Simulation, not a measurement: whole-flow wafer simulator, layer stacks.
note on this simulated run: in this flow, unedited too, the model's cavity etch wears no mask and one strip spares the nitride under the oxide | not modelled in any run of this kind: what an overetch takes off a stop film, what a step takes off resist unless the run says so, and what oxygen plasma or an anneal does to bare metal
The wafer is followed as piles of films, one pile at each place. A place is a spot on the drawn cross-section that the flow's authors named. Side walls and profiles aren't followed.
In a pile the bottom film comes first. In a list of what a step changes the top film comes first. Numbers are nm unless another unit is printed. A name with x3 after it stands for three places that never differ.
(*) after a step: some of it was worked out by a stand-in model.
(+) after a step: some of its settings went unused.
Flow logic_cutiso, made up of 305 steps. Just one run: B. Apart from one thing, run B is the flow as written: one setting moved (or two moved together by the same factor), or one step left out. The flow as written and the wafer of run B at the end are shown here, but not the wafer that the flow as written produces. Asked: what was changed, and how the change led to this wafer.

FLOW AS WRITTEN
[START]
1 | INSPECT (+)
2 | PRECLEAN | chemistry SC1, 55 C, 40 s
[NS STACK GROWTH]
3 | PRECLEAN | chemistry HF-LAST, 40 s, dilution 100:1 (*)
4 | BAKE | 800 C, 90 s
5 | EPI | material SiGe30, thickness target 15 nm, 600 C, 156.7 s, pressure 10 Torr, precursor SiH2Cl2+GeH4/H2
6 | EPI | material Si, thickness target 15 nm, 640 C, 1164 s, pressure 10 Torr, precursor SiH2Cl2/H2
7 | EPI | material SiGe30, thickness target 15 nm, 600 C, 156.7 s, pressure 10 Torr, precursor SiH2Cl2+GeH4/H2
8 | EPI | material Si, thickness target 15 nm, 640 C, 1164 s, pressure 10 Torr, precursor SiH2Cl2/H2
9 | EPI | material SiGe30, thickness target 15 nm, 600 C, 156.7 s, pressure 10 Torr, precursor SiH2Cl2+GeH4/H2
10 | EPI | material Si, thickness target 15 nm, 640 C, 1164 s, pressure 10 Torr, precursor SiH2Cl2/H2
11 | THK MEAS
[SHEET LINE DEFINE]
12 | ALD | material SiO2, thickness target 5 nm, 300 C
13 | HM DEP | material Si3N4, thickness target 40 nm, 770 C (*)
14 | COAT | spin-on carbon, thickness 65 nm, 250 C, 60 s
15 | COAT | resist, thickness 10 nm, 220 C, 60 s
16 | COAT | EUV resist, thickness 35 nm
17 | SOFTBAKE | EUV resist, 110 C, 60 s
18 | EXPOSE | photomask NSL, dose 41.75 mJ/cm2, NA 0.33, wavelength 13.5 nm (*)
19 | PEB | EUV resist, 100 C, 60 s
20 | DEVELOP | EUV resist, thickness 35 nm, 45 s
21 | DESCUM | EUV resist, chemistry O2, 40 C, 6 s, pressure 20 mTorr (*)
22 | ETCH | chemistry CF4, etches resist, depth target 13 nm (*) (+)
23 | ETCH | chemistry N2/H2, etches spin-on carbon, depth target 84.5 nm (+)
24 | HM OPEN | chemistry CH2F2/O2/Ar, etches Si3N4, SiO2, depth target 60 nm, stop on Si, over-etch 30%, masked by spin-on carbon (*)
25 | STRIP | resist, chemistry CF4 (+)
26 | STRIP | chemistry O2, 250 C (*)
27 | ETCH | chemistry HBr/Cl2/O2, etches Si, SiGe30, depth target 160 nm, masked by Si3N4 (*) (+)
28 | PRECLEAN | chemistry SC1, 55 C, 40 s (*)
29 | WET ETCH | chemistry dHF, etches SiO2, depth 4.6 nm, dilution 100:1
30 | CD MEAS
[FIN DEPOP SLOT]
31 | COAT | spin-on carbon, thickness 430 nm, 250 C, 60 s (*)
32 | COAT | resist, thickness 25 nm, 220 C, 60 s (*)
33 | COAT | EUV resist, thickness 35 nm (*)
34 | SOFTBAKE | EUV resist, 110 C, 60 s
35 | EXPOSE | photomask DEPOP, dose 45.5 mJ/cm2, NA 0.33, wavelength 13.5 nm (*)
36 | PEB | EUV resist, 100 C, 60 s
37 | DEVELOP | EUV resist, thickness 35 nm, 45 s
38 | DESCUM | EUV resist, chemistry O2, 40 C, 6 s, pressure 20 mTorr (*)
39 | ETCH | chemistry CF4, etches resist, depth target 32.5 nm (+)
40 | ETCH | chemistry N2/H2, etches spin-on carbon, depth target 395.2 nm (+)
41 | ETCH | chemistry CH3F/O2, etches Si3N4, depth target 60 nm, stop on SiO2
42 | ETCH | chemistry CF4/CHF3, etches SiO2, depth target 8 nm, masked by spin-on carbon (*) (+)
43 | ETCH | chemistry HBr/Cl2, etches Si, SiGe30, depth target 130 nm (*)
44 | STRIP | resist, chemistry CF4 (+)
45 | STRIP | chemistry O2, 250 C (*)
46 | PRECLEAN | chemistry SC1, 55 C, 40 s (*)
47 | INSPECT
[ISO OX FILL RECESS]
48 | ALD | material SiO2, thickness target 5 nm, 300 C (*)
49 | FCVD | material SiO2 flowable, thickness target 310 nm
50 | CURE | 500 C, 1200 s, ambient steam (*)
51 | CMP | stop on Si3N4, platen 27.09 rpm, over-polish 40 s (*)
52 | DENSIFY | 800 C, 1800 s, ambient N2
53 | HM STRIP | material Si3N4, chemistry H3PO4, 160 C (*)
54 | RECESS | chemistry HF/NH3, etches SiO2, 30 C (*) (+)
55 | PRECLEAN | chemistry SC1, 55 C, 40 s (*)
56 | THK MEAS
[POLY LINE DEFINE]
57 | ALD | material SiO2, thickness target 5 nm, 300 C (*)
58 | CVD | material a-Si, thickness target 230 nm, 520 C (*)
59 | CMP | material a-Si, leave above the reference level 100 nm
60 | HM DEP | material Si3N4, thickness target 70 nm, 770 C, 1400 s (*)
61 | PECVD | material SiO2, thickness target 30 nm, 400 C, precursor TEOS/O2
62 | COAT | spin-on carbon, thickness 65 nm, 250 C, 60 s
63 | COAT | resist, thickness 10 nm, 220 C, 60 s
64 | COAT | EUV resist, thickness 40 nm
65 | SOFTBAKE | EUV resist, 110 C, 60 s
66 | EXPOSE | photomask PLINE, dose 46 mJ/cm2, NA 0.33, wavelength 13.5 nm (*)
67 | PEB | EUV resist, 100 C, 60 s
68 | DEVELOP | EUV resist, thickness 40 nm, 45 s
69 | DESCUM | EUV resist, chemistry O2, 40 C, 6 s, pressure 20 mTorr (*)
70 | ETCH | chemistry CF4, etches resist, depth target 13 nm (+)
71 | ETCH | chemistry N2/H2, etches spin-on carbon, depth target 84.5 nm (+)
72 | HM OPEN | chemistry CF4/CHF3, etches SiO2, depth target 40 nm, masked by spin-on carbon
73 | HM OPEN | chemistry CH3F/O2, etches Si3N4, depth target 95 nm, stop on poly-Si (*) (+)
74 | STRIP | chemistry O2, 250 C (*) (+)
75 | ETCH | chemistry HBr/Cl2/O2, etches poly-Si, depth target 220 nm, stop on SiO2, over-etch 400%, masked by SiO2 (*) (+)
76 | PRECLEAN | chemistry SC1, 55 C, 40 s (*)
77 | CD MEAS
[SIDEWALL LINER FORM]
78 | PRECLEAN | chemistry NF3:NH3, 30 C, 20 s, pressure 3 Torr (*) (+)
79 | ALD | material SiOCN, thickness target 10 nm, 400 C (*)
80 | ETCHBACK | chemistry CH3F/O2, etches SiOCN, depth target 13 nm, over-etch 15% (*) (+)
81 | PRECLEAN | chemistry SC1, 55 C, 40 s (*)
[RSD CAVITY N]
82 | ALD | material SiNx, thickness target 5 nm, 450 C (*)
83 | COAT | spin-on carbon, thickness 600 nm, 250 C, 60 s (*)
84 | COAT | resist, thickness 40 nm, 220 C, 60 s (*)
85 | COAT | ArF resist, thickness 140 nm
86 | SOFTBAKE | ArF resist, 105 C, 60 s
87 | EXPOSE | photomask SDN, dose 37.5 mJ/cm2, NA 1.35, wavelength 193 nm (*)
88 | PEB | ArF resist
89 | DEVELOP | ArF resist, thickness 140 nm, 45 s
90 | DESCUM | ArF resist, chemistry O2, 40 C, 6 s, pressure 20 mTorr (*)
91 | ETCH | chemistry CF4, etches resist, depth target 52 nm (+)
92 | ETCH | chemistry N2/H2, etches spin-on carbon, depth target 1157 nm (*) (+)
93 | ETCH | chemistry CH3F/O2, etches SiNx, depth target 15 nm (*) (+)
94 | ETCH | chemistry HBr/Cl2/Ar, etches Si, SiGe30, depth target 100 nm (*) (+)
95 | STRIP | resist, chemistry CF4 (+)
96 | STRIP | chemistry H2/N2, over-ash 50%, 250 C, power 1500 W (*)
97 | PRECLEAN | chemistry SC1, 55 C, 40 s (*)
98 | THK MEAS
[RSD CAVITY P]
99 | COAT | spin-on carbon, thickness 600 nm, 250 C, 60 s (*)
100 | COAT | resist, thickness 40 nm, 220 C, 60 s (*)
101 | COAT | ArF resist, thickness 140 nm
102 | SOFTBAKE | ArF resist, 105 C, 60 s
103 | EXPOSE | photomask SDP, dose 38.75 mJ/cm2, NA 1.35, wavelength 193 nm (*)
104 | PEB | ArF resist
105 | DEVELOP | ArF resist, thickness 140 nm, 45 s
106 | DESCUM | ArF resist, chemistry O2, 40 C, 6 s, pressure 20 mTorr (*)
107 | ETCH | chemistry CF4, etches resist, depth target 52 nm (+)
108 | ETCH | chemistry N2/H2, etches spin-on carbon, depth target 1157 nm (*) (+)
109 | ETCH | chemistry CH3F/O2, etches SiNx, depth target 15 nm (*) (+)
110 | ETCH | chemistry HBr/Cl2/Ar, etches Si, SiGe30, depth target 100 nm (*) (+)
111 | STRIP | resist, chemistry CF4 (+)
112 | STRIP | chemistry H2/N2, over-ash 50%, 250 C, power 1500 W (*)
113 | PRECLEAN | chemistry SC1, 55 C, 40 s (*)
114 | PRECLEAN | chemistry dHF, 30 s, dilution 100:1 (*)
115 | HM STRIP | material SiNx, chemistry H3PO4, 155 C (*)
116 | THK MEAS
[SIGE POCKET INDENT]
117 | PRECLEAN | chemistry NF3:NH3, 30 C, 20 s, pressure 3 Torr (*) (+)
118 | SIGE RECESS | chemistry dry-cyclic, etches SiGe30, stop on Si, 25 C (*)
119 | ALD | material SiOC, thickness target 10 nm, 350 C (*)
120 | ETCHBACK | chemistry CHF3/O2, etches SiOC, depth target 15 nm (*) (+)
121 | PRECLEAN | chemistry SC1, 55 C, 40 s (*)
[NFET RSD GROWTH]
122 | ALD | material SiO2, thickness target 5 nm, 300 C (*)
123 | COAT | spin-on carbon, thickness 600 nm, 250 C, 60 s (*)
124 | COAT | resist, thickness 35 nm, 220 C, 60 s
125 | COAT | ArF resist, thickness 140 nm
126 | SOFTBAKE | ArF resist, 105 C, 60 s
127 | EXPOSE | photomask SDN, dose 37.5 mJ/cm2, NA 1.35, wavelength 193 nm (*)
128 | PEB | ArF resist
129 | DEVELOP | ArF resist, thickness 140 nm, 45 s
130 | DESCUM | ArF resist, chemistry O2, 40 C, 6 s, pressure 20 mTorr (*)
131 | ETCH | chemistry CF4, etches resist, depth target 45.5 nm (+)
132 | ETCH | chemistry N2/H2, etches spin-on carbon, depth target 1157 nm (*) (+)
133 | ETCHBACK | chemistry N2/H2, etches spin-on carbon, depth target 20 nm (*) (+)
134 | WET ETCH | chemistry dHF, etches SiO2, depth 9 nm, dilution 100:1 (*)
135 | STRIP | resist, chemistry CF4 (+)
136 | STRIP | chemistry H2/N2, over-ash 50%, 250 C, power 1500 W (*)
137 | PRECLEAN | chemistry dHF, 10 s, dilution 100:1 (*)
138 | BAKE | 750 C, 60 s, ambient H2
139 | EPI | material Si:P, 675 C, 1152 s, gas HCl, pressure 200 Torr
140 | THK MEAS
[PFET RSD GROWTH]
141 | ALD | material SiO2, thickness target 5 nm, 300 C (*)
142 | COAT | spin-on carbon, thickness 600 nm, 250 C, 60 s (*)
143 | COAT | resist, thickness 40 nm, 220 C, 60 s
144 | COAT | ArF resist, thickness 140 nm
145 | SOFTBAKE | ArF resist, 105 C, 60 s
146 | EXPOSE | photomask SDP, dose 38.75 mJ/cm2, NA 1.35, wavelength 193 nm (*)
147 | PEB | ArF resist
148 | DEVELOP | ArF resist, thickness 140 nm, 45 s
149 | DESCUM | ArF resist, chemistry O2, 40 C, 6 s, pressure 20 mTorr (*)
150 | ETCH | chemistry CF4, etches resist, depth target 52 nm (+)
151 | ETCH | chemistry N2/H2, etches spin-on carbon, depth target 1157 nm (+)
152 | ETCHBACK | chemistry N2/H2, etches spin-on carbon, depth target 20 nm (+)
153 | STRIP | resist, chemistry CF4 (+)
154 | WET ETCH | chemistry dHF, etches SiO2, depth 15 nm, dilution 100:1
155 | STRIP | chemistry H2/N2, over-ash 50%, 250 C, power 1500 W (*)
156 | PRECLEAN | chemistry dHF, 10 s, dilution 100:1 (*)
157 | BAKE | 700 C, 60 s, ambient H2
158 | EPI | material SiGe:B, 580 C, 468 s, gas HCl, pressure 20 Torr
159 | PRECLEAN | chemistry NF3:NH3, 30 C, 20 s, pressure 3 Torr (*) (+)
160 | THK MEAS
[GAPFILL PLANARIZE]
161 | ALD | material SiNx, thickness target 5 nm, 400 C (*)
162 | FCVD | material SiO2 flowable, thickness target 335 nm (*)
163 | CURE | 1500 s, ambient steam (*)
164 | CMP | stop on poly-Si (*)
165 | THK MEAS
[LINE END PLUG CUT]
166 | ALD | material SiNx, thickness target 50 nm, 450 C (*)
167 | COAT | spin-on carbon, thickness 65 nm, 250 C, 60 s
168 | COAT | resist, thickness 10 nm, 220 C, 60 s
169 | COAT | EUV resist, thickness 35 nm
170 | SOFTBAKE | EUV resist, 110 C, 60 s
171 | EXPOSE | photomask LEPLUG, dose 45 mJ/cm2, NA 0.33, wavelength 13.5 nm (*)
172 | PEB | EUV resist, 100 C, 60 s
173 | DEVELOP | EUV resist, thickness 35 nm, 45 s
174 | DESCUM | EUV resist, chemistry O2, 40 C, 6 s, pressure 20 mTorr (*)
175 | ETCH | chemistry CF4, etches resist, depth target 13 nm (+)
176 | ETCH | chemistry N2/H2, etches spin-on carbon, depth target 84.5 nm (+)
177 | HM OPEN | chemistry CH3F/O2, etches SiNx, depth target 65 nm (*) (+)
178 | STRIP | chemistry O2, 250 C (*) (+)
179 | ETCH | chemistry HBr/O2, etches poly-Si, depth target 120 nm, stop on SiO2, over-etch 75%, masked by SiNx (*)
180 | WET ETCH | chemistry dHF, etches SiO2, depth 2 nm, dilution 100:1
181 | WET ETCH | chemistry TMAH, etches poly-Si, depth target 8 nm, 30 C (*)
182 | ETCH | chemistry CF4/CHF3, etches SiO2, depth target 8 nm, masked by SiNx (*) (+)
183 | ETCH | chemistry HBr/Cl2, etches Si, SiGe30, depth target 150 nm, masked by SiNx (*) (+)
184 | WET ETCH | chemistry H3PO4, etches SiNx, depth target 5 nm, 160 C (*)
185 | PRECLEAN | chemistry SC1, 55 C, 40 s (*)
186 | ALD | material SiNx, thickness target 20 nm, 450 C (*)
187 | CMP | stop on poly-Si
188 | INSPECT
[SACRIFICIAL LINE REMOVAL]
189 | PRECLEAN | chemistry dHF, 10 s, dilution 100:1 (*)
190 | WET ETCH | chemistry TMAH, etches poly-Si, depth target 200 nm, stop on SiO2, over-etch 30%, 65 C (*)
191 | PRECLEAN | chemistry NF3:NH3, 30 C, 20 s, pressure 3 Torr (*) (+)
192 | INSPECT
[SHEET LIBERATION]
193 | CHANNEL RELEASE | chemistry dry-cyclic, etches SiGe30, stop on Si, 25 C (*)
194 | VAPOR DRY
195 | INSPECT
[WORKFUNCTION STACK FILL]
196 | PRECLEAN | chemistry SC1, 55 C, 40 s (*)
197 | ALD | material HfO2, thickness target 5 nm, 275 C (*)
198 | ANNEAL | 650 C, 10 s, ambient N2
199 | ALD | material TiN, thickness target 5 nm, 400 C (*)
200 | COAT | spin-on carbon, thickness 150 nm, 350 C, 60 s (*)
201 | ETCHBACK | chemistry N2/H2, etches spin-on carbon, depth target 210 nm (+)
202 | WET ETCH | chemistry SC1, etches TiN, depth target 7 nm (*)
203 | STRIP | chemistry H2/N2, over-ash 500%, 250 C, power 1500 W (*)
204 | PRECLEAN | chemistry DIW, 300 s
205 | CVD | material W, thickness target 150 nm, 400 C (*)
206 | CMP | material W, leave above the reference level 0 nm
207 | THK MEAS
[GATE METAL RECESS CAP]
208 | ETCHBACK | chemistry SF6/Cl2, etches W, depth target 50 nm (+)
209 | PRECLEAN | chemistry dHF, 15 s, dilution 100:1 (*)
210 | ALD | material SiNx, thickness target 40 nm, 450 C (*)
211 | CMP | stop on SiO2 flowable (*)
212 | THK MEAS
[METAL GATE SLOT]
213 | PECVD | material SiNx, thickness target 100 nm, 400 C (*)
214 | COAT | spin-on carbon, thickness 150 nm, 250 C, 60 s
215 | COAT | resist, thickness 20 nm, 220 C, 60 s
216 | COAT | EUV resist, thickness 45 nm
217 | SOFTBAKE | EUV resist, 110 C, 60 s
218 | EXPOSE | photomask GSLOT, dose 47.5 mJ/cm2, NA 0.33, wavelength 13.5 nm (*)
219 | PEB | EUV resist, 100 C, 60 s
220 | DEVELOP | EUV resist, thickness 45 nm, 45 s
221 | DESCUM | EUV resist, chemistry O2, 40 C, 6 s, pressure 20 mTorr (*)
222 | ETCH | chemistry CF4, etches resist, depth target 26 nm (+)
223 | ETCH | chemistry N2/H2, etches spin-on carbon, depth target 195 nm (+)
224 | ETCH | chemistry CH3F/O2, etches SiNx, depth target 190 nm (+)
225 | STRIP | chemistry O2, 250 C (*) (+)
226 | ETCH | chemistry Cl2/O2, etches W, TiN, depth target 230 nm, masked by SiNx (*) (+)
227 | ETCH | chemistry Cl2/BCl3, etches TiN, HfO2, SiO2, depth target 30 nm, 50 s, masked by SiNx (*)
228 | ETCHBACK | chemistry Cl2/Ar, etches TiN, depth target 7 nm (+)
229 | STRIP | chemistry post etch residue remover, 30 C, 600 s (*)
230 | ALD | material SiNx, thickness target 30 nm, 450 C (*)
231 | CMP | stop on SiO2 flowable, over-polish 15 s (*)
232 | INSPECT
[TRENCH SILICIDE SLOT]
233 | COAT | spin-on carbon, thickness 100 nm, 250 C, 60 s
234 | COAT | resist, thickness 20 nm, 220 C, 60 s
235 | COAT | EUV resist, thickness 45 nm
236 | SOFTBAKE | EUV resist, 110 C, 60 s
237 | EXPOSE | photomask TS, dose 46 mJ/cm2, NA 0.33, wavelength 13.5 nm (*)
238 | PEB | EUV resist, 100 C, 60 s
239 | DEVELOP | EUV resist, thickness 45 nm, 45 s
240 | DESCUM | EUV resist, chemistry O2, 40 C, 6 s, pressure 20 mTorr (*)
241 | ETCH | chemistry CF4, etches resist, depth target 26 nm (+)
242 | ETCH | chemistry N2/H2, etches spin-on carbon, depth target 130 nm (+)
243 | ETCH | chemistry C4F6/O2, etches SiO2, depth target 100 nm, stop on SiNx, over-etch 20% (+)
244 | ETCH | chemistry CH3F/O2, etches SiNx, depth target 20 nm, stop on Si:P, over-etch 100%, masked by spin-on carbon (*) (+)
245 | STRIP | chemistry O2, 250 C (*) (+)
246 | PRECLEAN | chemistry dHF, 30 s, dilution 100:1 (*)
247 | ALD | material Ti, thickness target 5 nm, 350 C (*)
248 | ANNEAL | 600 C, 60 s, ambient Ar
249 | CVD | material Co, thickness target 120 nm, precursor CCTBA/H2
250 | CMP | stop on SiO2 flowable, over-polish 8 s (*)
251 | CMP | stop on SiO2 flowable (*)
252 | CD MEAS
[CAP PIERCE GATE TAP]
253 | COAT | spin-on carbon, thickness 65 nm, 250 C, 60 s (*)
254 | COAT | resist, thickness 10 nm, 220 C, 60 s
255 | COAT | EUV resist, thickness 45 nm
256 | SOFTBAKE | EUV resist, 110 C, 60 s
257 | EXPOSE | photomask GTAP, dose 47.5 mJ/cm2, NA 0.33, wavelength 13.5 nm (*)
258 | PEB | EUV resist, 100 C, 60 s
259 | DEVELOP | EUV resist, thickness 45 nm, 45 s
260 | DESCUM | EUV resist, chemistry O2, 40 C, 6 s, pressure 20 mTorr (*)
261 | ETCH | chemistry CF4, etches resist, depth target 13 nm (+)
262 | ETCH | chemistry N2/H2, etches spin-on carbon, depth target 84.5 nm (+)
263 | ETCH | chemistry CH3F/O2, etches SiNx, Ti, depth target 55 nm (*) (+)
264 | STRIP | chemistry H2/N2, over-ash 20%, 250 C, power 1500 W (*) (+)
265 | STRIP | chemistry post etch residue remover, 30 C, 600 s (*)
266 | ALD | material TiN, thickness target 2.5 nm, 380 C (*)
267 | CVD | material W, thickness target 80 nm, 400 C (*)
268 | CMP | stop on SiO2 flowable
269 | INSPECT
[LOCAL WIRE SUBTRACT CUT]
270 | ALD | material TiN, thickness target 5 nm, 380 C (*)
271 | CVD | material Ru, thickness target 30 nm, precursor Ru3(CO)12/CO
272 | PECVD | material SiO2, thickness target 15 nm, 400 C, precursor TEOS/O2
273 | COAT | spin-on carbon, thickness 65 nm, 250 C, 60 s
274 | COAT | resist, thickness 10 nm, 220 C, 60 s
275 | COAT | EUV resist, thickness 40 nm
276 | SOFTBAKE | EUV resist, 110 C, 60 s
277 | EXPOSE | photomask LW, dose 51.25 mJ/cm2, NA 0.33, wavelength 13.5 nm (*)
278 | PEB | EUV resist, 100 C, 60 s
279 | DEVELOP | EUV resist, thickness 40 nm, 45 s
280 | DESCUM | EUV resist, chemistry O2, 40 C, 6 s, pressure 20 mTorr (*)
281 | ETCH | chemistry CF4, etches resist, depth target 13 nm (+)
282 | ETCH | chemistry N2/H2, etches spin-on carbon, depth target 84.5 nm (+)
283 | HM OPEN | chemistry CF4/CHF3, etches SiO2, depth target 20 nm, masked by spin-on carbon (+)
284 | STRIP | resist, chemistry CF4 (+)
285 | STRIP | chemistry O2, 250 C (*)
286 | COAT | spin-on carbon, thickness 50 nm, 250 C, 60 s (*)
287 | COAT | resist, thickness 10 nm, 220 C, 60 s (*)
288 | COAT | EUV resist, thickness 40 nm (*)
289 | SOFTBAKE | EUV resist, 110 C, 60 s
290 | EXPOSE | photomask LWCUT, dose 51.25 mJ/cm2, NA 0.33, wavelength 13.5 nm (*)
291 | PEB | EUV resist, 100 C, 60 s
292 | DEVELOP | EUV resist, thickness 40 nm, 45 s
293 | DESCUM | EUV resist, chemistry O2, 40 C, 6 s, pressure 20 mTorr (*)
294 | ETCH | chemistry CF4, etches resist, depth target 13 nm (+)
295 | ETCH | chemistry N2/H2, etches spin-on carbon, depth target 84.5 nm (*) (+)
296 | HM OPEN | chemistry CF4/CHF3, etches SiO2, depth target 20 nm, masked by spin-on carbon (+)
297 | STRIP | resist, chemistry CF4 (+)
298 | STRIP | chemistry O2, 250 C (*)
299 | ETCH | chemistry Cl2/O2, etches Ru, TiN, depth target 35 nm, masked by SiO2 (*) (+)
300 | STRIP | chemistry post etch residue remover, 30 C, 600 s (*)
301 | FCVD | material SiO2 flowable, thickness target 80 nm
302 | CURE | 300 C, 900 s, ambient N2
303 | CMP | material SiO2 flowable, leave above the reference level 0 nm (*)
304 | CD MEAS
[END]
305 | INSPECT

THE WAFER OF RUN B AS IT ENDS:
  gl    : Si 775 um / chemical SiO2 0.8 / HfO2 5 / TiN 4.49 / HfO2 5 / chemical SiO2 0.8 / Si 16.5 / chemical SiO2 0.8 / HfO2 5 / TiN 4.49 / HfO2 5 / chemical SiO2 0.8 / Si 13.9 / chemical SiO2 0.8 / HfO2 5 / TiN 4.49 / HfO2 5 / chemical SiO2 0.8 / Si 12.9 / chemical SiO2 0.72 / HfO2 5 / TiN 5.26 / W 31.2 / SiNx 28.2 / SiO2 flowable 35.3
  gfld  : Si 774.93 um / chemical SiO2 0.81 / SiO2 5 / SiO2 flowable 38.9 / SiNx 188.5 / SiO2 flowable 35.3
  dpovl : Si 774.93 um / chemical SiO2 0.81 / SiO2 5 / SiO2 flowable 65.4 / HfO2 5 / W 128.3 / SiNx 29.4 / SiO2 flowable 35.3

Cause: step 6, EPI: 1368 s was run, while the flow as written has 1164 s.

How this came from the change, step by step:
  6 | EPI | material Si, thickness target 15 nm, 640 C, 1164 s, pressure 10 Torr, precursor SiH2Cl2/H2
      depop, dpovl, gfld and 19 more: Si gains 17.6 (new film) (as written it would have been: Si gains 15 (new film))
  27 | ETCH | chemistry HBr/Cl2/O2, etches Si, SiGe30, depth target 160 nm, masked by Si3N4 (*) (+)
      gfld, gxf, iso, lnri: chemical SiO2 loses 0.79 (all of it), Si loses 11.4 (all of it), SiGe30 loses 15 (all of it), Si loses 15 (all of it), SiGe30 loses 15 (all of it), Si loses 17.6 (all of it), SiGe30 loses 15 (all of it), Si loses 71 (as written it would have been: chemical SiO2 loses 0.79 (all of it), Si loses 11.4 (all of it), SiGe30 loses 15 (all of it), Si loses 15 (all of it), SiGe30 loses 15 (all of it), Si loses 15 (all of it), SiGe30 loses 15 (all of it), Si loses 73.6)
      dpovl, nsgap: chemical SiO2 loses 0.79 (all of it), Si loses 11.8 (all of it), SiGe30 loses 15 (all of it), Si loses 15 (all of it), SiGe30 loses 15 (all of it), Si loses 17.6 (all of it), SiGe30 loses 15 (all of it), Si loses 70.6 (as written it would have been: chemical SiO2 loses 0.79 (all of it), Si loses 11.8 (all of it), SiGe30 loses 15 (all of it), Si loses 15 (all of it), SiGe30 loses 15 (all of it), Si loses 15 (all of it), SiGe30 loses 15 (all of it), Si loses 73.2)
      (and at 1 other place as well)
  43 | ETCH | chemistry HBr/Cl2, etches Si, SiGe30, depth target 130 nm (*)
      depop: Si loses 14 (all of it), SiGe30 loses 15 (all of it), Si loses 15 (all of it), SiGe30 loses 15 (all of it), Si loses 17.6 (all of it), SiGe30 loses 15 (all of it), Si loses 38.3 (as written it would have been: Si loses 14 (all of it), SiGe30 loses 15 (all of it), Si loses 15 (all of it), SiGe30 loses 15 (all of it), Si loses 15 (all of it), SiGe30 loses 15 (all of it), Si loses 41)
  94 | ETCH | chemistry HBr/Cl2/Ar, etches Si, SiGe30, depth target 100 nm (*) (+)
      rsdn, rsdx: chemical SiO2 loses 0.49 (all of it), Si loses 12.8 (all of it), SiGe30 loses 15 (all of it), Si loses 15 (all of it), SiGe30 loses 15 (all of it), Si loses 17.6 (all of it), SiGe30 loses 15 (all of it), Si loses 9.54 (as written it would have been: chemical SiO2 loses 0.49 (all of it), Si loses 12.8 (all of it), SiGe30 loses 15 (all of it), Si loses 15 (all of it), SiGe30 loses 15 (all of it), Si loses 15 (all of it), SiGe30 loses 15 (all of it), Si loses 12.2)
  110 | ETCH | chemistry HBr/Cl2/Ar, etches Si, SiGe30, depth target 100 nm (*) (+)
      rsdp, rsdw: chemical SiO2 loses 0.49 (all of it), Si loses 12.8 (all of it), SiGe30 loses 15 (all of it), Si loses 15 (all of it), SiGe30 loses 15 (all of it), Si loses 17.6 (all of it), SiGe30 loses 15 (all of it), Si loses 9.54 (as written it would have been: chemical SiO2 loses 0.49 (all of it), Si loses 12.8 (all of it), SiGe30 loses 15 (all of it), Si loses 15 (all of it), SiGe30 loses 15 (all of it), Si loses 15 (all of it), SiGe30 loses 15 (all of it), Si loses 12.2)
  183 | ETCH | chemistry HBr/Cl2, etches Si, SiGe30, depth target 150 nm, masked by SiNx (*) (+)
      plug: Si loses 13.6 (all of it), SiGe30 loses 15 (all of it), Si loses 15 (all of it), SiGe30 loses 15 (all of it), Si loses 17.6 (all of it), SiGe30 loses 15 (all of it), Si loses 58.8 (as written it would have been: Si loses 13.6 (all of it), SiGe30 loses 15 (all of it), Si loses 15 (all of it), SiGe30 loses 15 (all of it), Si loses 15 (all of it), SiGe30 loses 15 (all of it), Si loses 61.4)
